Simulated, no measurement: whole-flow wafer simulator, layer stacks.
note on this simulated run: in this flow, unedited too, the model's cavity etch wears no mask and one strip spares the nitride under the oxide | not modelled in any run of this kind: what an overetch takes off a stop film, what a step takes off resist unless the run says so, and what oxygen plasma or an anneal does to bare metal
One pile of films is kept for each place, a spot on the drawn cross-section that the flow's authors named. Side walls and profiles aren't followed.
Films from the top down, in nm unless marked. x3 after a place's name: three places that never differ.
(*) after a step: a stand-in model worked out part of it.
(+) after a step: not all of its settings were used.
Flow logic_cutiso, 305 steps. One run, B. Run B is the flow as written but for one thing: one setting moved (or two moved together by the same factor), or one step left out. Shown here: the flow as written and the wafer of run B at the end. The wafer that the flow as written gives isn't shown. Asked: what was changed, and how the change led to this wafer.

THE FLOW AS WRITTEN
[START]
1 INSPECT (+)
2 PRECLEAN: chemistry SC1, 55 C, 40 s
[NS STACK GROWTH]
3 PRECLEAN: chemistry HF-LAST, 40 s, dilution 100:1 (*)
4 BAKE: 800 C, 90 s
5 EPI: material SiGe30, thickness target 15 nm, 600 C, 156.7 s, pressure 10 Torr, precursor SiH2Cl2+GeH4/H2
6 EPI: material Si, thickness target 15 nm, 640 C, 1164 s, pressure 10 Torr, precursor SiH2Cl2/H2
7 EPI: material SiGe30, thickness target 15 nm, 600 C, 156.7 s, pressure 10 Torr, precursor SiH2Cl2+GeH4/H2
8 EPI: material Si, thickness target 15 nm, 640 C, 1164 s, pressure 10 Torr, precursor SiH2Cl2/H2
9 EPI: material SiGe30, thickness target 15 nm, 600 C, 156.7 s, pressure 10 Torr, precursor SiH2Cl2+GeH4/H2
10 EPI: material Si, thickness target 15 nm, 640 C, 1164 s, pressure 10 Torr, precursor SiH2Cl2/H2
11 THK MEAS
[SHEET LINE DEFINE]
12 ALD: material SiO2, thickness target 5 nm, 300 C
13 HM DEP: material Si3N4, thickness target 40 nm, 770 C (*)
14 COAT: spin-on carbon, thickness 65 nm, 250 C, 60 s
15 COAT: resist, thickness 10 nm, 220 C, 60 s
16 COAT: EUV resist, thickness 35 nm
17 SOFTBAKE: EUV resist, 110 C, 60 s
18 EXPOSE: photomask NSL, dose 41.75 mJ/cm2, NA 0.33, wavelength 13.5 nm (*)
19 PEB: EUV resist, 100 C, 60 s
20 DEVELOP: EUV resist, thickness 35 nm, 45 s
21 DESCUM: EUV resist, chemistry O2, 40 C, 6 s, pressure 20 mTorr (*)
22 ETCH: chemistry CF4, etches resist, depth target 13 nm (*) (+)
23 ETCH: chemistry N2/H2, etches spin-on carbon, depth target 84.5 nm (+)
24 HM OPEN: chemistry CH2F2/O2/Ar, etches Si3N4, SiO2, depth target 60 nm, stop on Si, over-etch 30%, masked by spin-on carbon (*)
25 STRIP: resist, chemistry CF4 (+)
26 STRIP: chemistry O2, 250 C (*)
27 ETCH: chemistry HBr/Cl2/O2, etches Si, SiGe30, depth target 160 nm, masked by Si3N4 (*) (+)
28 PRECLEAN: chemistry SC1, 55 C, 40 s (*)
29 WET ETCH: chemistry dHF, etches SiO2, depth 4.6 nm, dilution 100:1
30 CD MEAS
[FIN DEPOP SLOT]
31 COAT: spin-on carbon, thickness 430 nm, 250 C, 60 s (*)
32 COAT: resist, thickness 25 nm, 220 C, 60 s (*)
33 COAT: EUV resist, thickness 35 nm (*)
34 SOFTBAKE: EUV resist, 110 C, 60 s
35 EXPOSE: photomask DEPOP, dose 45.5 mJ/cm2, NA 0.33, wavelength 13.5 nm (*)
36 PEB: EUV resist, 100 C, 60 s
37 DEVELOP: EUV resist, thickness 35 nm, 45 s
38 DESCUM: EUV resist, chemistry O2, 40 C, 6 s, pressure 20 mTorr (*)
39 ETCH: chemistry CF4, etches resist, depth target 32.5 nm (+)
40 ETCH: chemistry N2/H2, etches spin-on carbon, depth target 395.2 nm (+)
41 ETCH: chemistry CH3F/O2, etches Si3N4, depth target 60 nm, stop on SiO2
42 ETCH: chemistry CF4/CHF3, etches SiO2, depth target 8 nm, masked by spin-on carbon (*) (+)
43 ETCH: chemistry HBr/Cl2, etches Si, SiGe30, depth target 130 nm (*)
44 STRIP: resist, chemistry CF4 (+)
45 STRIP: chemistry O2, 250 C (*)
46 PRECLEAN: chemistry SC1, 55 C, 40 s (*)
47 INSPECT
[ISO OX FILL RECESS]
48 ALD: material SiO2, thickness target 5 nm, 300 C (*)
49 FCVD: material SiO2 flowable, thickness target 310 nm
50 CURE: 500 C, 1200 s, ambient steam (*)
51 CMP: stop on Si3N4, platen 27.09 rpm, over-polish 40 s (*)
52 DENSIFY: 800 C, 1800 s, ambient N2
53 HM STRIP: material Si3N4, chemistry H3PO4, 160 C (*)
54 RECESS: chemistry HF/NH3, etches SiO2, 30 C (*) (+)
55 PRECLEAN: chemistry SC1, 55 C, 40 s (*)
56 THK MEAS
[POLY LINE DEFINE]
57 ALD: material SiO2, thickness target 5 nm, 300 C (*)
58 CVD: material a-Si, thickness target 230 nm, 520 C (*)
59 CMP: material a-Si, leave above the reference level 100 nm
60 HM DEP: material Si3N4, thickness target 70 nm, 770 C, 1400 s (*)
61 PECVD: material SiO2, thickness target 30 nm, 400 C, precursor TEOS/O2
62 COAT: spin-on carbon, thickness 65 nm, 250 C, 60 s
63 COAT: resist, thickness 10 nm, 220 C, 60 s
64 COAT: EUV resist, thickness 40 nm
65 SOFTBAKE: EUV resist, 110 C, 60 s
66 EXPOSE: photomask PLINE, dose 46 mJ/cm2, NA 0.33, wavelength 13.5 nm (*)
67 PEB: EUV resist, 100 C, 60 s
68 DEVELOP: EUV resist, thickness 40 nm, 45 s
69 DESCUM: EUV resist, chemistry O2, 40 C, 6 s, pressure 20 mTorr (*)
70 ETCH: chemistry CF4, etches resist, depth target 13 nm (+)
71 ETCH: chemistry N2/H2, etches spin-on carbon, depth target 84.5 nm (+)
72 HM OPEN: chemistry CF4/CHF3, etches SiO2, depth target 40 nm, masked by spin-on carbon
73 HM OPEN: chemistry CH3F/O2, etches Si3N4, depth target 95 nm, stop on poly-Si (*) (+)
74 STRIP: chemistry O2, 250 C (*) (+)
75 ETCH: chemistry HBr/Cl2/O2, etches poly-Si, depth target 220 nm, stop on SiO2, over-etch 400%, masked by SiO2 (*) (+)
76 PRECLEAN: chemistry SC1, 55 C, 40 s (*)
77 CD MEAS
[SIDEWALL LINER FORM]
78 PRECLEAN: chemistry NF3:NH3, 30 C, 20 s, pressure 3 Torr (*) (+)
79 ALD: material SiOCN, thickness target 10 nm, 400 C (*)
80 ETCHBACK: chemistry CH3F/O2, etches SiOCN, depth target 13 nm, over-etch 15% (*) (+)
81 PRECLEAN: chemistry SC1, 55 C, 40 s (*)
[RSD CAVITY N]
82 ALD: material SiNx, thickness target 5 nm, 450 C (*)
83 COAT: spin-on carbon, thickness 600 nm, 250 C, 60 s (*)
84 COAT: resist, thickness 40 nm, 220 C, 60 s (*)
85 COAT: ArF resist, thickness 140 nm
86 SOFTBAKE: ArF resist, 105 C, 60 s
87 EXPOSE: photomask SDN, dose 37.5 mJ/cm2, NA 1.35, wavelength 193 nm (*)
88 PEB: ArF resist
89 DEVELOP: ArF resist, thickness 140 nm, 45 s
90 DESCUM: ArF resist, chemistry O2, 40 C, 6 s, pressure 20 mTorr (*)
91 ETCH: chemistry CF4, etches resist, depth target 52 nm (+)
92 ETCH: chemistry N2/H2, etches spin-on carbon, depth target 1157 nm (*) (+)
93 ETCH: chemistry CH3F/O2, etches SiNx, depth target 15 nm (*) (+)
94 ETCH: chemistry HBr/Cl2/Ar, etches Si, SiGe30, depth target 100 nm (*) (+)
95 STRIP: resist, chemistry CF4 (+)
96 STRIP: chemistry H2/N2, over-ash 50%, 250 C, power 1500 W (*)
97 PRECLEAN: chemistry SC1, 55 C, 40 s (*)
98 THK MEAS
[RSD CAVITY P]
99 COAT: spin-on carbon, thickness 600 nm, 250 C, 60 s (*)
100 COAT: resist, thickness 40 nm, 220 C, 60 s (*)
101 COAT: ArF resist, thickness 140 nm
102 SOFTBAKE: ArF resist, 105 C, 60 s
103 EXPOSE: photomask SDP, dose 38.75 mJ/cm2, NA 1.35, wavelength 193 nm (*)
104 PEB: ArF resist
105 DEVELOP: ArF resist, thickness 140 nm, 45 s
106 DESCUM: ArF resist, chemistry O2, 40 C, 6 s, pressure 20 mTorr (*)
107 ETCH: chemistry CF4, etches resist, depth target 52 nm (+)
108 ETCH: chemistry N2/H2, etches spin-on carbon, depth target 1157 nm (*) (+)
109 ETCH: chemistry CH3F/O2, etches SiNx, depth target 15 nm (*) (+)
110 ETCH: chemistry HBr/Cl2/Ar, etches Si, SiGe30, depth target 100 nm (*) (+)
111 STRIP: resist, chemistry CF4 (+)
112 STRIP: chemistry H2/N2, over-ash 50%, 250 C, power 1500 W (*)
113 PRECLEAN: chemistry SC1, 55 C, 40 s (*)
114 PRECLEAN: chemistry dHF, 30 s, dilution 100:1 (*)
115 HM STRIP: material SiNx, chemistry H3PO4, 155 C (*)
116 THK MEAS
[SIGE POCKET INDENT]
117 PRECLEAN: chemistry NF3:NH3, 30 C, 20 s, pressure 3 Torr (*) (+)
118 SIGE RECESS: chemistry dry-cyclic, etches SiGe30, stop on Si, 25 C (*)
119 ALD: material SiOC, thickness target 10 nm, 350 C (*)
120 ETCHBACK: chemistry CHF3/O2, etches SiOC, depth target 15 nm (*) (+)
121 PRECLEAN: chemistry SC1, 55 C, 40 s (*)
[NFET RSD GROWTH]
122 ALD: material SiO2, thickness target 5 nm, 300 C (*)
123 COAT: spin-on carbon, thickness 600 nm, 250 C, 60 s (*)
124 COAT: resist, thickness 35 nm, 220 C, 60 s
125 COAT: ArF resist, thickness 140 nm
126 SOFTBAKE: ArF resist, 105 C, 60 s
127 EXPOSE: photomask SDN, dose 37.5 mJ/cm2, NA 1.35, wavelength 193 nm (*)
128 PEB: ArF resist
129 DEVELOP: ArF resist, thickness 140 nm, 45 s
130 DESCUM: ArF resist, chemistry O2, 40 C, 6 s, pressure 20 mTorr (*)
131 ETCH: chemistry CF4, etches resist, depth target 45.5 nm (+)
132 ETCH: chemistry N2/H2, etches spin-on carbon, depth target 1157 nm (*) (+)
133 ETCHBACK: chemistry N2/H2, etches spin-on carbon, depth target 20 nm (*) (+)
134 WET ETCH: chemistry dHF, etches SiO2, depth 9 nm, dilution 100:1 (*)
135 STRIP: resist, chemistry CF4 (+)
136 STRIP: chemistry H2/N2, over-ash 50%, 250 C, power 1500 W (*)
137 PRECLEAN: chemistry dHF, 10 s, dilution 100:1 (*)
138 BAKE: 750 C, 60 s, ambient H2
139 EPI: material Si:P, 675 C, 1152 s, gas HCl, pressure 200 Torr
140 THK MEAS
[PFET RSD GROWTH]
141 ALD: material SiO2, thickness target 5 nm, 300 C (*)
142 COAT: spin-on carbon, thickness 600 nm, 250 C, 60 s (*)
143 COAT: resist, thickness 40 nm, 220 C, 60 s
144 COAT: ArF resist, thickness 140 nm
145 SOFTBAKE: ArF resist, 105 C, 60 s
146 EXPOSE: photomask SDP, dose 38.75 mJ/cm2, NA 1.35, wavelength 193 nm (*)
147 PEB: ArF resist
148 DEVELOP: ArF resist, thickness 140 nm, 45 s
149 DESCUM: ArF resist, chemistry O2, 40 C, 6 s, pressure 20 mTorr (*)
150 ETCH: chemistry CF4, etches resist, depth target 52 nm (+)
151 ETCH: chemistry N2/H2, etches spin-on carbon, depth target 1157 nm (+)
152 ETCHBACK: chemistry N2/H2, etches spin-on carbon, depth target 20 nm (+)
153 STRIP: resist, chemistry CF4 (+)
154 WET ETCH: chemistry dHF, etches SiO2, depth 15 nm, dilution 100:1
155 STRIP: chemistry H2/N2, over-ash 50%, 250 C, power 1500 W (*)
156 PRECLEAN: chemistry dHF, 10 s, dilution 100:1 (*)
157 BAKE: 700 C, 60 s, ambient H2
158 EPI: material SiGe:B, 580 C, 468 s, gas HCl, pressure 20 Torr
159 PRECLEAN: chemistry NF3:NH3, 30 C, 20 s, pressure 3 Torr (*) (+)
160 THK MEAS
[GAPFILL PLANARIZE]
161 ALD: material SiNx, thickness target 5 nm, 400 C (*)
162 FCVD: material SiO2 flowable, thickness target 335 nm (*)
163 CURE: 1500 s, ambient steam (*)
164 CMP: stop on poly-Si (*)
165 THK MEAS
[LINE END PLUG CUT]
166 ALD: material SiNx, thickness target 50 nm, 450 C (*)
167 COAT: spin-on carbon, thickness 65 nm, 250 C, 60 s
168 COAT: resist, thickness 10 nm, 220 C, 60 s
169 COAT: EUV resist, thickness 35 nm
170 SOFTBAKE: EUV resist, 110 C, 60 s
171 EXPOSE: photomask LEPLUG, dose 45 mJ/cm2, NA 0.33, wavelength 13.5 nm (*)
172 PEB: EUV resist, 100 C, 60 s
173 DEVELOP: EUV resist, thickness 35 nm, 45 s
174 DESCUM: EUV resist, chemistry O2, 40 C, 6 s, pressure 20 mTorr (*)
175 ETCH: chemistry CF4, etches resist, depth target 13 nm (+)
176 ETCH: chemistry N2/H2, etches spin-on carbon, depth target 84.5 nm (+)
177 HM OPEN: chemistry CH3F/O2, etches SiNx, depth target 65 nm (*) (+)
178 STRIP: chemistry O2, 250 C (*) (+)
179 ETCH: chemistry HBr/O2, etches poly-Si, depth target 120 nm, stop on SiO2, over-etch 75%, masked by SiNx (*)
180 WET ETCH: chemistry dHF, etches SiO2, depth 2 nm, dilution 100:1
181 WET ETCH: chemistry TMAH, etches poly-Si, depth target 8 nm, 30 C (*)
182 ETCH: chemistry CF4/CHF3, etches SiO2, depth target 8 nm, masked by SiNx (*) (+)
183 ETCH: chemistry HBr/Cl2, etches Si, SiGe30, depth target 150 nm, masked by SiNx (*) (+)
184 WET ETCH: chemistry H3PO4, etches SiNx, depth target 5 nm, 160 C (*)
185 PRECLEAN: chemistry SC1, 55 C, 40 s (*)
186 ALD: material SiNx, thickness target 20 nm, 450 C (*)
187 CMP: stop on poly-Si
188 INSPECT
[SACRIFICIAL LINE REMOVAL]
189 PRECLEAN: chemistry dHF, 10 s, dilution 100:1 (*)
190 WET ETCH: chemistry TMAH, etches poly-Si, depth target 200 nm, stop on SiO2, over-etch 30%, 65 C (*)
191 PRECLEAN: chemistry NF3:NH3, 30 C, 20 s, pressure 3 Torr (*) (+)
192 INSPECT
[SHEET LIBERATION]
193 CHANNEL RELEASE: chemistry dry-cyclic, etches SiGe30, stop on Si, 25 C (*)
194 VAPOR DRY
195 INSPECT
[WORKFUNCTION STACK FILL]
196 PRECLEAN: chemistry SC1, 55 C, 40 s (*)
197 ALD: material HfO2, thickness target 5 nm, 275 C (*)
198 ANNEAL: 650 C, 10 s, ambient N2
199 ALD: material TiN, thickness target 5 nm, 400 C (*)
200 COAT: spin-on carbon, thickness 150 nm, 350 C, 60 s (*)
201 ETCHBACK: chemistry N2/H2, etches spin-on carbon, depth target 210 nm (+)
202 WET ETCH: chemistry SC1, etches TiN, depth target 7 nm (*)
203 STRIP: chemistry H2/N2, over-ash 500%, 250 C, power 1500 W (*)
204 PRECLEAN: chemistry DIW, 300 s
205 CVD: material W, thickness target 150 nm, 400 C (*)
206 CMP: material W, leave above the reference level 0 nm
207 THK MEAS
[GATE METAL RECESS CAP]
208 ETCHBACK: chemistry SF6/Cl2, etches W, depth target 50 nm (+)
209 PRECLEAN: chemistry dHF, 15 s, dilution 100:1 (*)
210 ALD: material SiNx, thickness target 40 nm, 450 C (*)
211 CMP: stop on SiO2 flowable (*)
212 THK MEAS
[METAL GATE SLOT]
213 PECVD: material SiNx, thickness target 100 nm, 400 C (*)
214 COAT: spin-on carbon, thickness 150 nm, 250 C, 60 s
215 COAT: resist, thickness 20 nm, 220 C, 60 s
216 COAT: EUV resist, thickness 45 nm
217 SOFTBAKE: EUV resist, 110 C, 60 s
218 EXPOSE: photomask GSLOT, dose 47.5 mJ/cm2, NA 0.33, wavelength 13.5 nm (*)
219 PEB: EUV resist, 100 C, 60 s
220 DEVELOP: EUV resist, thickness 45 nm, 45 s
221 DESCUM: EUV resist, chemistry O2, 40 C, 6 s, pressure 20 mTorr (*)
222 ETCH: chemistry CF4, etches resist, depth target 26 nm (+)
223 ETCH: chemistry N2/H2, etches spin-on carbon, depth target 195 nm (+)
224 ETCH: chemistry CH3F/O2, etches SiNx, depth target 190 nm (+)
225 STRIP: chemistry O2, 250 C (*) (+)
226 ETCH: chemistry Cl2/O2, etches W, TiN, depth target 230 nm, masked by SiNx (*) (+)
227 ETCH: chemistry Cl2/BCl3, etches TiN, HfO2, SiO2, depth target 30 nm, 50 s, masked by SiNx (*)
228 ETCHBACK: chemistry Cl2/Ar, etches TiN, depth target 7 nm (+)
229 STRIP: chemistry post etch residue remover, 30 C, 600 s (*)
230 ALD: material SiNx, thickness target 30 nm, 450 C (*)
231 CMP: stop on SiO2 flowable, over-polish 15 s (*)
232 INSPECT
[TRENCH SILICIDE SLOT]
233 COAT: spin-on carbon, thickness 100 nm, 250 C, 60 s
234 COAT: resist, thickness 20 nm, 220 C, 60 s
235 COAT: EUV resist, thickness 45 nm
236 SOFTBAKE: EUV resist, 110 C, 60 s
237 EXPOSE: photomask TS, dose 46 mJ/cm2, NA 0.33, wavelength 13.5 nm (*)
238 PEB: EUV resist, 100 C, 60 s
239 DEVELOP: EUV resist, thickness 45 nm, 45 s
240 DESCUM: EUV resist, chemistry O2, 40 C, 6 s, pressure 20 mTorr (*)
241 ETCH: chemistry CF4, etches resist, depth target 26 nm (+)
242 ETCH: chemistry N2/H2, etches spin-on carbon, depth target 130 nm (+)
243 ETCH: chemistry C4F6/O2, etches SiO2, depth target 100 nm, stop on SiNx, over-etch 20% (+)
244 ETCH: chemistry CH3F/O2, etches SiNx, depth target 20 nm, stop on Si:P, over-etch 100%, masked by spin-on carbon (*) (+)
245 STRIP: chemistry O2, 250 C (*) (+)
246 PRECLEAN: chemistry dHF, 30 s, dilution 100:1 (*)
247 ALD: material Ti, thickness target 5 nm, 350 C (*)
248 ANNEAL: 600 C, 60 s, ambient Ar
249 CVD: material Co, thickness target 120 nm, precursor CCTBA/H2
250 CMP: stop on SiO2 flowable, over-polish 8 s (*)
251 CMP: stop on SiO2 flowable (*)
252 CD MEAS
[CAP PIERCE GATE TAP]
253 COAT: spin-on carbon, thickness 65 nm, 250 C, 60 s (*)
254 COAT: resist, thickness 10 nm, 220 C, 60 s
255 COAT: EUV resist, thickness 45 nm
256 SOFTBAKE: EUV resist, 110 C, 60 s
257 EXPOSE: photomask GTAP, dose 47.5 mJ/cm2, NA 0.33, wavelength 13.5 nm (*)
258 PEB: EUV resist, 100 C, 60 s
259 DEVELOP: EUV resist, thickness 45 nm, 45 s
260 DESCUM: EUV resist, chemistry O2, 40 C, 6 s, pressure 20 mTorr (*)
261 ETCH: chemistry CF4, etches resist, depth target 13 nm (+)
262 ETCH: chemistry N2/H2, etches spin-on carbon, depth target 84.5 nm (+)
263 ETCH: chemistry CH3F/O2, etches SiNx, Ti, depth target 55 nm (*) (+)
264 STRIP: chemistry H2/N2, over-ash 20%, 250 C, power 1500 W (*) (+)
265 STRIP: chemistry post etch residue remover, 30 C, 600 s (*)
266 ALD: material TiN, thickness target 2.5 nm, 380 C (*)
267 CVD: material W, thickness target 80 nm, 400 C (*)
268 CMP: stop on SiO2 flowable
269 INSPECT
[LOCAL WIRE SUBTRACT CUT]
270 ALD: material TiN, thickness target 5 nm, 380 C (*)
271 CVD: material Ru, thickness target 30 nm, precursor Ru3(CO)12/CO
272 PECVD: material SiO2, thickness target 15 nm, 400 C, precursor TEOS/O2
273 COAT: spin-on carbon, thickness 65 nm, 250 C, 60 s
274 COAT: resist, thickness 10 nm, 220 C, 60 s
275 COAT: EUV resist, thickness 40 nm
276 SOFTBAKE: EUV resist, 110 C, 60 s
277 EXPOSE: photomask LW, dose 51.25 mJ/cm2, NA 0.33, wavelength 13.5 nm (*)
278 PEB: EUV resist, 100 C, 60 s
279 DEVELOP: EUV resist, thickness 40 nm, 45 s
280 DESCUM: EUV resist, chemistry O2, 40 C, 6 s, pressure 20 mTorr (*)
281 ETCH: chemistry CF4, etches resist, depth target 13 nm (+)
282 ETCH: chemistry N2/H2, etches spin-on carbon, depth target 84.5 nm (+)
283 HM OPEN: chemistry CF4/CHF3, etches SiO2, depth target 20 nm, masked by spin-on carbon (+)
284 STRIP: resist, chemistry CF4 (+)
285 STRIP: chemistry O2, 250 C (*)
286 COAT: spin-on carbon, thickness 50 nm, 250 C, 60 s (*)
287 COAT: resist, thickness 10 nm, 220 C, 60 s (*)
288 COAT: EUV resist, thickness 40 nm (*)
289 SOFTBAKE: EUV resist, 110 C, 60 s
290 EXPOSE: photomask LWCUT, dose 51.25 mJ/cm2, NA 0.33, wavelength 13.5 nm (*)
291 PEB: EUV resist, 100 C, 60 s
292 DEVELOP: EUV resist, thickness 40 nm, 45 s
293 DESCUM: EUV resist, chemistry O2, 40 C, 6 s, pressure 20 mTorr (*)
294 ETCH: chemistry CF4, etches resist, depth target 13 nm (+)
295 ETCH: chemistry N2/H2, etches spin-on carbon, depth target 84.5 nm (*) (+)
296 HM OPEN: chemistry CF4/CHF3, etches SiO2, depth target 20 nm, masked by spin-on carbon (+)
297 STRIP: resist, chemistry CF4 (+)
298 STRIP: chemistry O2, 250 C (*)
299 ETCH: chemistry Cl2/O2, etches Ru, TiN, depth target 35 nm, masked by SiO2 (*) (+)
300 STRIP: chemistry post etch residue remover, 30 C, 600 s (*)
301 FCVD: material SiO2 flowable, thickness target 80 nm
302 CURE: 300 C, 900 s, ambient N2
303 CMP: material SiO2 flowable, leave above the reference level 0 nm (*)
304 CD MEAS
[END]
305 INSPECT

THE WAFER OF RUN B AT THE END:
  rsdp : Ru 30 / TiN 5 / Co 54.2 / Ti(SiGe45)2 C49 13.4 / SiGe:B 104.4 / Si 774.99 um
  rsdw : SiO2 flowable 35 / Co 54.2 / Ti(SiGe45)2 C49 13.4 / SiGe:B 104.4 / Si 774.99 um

The cause: step 248, ANNEAL: 720 C was run, where the flow has 600 C.

How the change led to this, step by step:
  248 ANNEAL: 600 C, 60 s, ambient Ar
      rsdp, rsdw: Ti(SiGe45)2 C49 +13.4 (new film), Ti -5 (all of it), SiGe:B -12 (as written it would be: Ti(SiGe45) first +8.95 (new film), Ti -5 (all of it), SiGe:B -5.98)
